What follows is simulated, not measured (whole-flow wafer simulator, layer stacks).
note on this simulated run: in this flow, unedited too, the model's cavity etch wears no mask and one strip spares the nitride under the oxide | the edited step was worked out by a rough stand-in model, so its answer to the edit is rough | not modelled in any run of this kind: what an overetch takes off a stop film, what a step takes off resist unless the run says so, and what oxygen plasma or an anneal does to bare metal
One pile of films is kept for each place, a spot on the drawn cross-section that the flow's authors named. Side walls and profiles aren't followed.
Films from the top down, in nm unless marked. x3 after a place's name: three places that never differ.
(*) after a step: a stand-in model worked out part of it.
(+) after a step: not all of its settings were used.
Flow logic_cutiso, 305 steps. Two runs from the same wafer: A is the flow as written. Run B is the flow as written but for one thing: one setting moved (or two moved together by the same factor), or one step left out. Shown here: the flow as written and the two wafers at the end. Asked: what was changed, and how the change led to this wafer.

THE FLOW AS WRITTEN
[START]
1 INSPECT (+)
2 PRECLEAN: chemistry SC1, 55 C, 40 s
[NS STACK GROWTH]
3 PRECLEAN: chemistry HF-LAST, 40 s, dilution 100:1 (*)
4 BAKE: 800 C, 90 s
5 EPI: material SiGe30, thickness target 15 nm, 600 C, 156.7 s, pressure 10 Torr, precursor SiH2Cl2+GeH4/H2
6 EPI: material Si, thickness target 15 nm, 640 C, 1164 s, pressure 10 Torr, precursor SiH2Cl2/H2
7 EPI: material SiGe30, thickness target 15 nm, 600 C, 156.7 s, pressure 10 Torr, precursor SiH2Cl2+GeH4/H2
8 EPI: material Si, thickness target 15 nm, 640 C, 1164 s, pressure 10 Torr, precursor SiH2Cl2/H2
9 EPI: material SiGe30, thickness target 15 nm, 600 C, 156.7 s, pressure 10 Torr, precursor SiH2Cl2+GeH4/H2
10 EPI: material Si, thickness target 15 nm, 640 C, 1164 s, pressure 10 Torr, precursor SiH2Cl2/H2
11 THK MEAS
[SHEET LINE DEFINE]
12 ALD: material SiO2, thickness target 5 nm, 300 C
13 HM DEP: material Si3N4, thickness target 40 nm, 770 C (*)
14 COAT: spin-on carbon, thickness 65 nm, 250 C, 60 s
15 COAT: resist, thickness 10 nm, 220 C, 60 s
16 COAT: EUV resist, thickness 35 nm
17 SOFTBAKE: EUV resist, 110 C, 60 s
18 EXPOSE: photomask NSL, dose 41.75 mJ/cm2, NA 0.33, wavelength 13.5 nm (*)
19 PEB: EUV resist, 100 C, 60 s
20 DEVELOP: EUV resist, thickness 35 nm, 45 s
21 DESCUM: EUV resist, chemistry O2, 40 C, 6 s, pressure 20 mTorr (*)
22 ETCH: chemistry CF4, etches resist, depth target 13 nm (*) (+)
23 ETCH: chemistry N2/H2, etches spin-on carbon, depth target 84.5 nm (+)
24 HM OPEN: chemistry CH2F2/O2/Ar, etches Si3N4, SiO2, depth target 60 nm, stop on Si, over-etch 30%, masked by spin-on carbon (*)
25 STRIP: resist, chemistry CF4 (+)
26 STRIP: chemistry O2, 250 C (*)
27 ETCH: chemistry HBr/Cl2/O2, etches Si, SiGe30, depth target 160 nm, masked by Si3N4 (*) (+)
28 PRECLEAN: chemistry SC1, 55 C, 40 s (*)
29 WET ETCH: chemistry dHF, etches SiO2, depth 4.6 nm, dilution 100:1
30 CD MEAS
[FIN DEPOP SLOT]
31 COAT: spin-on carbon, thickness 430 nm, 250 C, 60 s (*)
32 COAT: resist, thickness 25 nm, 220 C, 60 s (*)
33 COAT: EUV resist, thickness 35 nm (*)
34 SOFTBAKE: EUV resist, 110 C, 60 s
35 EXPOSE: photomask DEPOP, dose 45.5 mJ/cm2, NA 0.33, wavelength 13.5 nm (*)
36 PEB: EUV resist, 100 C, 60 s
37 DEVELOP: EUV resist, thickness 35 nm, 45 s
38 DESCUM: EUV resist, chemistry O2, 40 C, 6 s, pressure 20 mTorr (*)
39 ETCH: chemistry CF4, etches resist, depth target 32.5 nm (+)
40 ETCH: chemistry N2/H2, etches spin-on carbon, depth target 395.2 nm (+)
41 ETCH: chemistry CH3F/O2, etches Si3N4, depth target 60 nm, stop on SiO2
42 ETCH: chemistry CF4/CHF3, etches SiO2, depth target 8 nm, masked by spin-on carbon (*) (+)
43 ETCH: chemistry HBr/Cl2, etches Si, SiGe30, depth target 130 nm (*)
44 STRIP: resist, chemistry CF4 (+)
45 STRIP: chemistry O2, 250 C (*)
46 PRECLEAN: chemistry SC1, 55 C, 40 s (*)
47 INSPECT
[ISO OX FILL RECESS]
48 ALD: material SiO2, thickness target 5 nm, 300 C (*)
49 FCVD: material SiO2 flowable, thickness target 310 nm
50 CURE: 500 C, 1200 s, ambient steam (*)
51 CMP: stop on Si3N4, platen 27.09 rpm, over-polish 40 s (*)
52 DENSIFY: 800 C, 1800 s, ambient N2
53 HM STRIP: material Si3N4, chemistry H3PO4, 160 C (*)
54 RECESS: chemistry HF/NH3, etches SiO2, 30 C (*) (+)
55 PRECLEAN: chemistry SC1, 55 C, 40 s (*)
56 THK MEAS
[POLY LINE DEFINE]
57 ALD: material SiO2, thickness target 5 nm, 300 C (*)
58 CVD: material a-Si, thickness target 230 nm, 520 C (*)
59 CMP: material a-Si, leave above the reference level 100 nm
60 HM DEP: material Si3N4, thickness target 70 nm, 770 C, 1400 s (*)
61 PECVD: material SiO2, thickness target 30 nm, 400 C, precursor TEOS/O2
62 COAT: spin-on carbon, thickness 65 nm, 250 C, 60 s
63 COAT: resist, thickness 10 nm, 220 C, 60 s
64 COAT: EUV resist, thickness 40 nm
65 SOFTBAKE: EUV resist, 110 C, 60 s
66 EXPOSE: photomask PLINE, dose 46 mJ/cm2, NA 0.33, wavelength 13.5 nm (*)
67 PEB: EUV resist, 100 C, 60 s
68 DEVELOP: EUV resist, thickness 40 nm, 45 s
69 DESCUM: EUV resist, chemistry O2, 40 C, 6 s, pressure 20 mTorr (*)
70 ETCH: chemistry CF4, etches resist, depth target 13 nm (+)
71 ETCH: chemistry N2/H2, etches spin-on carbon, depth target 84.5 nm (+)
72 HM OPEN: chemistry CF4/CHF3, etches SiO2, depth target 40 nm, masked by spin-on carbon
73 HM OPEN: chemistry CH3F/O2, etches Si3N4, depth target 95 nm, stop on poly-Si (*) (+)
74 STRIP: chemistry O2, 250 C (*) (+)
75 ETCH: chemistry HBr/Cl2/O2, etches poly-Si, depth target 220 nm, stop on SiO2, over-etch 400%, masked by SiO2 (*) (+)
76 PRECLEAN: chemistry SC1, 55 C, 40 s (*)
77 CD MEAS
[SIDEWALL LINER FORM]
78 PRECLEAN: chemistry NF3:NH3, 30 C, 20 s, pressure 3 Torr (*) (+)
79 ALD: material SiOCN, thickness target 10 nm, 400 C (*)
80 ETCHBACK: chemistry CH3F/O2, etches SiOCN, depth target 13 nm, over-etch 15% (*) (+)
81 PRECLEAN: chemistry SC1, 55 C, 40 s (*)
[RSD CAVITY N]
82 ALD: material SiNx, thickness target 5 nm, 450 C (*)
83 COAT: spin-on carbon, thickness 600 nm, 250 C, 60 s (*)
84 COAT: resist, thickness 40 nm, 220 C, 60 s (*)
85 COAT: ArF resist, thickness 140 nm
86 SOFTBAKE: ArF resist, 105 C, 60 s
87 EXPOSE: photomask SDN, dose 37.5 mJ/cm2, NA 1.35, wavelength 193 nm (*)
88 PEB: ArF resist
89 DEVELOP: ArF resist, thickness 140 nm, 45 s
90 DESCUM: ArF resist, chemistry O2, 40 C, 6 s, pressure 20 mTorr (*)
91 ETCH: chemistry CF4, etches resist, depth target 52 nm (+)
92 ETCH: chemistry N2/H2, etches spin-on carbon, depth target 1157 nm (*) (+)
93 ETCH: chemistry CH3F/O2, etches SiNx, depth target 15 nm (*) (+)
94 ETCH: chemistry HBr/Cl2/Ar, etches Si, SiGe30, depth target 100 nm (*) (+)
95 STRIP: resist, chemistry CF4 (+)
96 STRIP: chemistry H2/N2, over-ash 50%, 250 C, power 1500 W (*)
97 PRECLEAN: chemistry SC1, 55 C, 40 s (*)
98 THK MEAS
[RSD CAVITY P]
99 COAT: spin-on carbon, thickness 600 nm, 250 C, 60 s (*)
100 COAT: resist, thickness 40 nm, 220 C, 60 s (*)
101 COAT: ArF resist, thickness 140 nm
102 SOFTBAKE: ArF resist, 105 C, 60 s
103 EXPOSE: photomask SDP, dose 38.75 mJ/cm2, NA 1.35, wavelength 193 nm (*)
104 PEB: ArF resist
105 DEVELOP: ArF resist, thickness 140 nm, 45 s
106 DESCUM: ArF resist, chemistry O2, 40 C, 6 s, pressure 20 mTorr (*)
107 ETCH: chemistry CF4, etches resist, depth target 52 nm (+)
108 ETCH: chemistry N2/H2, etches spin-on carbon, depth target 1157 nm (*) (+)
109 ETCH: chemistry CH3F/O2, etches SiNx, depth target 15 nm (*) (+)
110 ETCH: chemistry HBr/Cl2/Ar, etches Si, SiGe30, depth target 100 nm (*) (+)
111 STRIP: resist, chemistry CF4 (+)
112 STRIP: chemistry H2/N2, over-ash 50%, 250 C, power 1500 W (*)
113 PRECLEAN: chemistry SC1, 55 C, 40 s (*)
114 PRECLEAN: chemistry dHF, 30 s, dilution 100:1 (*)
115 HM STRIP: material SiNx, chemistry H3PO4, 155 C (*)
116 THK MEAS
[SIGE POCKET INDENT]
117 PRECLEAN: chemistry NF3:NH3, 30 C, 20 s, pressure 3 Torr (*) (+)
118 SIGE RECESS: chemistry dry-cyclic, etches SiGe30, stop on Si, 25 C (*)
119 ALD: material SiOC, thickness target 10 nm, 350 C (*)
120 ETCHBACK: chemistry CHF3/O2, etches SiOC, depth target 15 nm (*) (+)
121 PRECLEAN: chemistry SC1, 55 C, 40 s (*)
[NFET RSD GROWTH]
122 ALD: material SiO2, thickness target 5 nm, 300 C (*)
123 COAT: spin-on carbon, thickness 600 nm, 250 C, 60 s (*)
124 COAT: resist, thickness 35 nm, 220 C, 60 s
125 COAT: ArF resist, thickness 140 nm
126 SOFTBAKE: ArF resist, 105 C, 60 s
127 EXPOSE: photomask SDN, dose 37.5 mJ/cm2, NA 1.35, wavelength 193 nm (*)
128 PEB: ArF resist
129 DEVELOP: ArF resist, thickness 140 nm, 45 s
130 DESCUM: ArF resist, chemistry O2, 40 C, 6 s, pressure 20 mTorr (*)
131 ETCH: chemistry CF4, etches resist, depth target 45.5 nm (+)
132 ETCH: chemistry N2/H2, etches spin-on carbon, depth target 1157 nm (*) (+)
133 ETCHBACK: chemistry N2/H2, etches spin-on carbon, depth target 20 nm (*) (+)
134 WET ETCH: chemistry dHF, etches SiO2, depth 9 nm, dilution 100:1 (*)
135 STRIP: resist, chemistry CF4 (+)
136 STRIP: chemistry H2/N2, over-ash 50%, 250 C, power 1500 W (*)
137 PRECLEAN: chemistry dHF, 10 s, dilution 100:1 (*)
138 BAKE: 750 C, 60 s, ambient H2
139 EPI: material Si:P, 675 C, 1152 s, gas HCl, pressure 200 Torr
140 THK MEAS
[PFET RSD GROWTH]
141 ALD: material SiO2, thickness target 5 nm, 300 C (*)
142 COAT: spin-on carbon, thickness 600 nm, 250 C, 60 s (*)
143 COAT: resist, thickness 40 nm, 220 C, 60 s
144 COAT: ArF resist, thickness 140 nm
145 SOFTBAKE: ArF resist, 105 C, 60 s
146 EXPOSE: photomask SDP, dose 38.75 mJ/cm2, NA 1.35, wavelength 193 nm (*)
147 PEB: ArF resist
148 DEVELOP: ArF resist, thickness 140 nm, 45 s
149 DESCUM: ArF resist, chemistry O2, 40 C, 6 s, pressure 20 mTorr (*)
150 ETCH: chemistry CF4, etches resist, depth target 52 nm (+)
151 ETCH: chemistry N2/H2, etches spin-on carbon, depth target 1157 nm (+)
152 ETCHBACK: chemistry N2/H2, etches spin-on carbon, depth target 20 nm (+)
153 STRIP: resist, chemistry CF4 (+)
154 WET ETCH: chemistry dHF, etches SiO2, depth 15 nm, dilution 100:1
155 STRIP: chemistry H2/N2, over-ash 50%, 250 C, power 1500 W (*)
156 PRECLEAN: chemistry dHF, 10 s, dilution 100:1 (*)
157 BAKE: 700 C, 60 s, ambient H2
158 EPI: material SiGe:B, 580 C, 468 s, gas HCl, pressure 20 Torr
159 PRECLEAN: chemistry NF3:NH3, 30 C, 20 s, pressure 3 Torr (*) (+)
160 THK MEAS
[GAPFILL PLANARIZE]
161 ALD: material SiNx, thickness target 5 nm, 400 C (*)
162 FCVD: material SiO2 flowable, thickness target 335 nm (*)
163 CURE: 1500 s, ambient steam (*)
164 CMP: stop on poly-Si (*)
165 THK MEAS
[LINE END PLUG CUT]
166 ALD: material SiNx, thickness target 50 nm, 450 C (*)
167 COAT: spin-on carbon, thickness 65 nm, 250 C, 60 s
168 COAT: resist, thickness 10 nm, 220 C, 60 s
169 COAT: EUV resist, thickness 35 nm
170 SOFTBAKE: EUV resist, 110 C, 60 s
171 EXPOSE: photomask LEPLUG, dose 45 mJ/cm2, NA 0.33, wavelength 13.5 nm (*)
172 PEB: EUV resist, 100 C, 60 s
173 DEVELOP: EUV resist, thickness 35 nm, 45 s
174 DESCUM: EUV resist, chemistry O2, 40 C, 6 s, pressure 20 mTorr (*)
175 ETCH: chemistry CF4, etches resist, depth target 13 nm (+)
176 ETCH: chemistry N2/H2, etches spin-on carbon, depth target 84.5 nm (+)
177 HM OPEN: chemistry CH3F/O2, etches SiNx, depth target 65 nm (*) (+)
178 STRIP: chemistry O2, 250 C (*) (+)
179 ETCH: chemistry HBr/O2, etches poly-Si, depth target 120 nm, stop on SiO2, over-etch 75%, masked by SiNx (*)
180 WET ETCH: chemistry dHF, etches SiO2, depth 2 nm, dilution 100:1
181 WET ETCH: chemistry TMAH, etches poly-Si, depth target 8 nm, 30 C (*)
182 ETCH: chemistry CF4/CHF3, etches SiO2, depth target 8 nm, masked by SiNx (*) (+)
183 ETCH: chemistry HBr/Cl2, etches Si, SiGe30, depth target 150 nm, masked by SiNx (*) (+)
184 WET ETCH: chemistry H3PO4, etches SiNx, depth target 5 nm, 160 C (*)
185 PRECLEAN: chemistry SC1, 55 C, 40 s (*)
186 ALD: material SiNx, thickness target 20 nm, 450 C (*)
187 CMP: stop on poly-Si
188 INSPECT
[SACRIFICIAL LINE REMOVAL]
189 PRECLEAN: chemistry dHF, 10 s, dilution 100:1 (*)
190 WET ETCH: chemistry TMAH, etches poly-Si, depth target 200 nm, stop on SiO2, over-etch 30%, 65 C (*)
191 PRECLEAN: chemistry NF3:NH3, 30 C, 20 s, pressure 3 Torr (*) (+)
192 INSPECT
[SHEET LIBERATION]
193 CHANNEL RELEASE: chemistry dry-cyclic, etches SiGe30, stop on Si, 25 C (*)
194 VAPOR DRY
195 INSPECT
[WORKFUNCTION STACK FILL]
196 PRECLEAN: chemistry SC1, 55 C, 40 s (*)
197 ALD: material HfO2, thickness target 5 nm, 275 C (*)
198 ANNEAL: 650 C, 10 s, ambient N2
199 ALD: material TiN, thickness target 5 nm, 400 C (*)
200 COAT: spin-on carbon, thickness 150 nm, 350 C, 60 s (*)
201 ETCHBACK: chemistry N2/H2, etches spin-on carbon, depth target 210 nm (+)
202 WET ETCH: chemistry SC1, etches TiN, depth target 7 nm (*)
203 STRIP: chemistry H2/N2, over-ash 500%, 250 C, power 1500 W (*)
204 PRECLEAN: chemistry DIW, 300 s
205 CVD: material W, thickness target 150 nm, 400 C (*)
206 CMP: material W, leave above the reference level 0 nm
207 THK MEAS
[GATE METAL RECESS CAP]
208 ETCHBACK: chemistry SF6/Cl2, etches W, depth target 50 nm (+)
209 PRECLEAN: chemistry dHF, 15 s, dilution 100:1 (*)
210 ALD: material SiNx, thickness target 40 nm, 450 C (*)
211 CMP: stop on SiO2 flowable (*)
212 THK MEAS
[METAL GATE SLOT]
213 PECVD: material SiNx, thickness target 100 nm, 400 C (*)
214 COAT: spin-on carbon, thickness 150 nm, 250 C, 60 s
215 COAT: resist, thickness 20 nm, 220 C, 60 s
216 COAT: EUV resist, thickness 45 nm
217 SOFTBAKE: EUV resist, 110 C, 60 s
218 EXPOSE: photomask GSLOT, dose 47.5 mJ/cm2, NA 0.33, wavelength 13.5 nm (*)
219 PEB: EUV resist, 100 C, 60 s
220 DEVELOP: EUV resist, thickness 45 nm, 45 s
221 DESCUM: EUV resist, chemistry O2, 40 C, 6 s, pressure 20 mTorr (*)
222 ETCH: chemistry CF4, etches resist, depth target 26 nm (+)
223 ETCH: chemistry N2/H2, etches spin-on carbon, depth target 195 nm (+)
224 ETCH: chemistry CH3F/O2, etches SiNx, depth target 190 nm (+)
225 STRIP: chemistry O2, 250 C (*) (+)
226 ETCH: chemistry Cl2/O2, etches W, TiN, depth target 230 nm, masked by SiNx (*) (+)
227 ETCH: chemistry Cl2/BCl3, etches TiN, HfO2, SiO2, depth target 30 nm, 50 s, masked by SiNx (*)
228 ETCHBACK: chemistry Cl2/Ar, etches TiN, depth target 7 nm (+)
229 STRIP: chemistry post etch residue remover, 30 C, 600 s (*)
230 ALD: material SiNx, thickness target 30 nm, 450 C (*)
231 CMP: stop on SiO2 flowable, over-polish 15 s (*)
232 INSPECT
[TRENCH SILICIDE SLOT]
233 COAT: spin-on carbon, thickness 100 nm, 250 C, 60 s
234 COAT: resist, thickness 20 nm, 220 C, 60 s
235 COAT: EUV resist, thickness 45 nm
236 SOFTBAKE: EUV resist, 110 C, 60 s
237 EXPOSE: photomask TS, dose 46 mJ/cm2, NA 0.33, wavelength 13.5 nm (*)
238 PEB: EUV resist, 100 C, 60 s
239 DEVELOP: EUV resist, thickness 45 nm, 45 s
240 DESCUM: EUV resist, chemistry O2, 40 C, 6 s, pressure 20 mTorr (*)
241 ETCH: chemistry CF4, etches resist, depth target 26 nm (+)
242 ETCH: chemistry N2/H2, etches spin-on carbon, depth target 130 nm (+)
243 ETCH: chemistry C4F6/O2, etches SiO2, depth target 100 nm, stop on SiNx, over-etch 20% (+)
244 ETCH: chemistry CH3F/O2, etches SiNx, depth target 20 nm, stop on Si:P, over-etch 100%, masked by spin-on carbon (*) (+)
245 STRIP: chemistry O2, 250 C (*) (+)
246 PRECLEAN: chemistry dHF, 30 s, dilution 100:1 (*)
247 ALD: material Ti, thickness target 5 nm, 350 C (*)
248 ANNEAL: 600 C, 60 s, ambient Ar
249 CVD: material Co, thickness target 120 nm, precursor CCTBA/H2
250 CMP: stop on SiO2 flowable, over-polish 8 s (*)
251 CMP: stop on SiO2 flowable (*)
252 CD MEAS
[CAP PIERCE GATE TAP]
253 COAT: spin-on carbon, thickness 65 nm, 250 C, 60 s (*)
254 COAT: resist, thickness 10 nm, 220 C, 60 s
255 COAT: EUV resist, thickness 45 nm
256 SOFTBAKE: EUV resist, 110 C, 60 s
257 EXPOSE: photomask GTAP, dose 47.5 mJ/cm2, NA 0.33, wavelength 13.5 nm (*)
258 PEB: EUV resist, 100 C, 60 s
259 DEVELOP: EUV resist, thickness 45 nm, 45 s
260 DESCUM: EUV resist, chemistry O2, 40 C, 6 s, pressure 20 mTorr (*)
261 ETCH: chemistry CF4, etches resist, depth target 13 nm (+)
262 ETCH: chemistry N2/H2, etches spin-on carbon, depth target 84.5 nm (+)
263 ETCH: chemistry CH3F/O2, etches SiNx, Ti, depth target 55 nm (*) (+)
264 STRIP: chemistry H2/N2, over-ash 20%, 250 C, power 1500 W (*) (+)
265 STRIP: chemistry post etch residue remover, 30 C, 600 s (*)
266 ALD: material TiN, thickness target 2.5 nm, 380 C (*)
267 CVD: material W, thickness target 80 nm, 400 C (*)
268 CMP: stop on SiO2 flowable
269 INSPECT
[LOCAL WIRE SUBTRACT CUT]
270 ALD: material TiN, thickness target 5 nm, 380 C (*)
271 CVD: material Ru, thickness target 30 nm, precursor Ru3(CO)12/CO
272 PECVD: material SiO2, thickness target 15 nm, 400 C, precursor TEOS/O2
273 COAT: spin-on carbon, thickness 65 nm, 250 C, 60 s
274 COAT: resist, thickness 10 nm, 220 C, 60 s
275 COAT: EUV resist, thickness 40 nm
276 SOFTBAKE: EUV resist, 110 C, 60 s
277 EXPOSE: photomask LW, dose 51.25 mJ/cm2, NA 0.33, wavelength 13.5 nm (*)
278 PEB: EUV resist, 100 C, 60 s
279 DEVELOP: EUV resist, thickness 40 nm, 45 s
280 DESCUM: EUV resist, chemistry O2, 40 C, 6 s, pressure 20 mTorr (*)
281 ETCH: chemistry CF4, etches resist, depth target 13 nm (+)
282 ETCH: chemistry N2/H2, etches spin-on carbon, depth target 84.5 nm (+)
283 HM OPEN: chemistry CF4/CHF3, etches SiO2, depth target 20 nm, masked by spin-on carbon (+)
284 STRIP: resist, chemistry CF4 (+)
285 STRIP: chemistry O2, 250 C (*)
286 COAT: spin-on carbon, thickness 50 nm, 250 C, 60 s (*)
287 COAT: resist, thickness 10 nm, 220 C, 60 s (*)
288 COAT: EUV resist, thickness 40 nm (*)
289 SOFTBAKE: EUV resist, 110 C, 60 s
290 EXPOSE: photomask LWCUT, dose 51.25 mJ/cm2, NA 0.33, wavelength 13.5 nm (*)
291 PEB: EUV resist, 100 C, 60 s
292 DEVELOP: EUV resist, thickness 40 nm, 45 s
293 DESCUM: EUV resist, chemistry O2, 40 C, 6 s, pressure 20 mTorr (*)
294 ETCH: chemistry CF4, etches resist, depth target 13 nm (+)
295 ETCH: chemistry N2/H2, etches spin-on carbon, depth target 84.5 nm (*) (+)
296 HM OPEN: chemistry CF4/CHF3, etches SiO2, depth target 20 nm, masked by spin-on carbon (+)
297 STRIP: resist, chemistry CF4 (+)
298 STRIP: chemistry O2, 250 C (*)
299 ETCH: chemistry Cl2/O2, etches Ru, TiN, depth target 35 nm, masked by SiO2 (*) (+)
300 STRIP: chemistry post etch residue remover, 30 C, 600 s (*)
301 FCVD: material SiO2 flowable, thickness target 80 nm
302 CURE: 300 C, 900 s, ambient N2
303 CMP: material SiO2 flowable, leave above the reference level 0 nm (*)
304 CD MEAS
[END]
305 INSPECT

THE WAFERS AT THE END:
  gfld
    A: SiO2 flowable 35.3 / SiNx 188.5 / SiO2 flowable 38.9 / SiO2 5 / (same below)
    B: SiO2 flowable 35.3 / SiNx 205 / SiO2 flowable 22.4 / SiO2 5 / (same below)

The cause: step 227, ETCH: depth target 46.5 nm was run, where the flow has depth target 30 nm.

How the change led to this, step by step:
  227 ETCH: chemistry Cl2/BCl3, etches TiN, HfO2, SiO2, depth target 30 nm, 50 s, masked by SiNx (*)
      gfld: A HfO2 -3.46 (all of it), SiO2 flowable -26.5 | B HfO2 -3.46 (all of it), SiO2 flowable -43
  230 ALD: material SiNx, thickness target 30 nm, 450 C (*)
      gfld: A SiNx +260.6 (new film) | B SiNx +277.1 (new film)
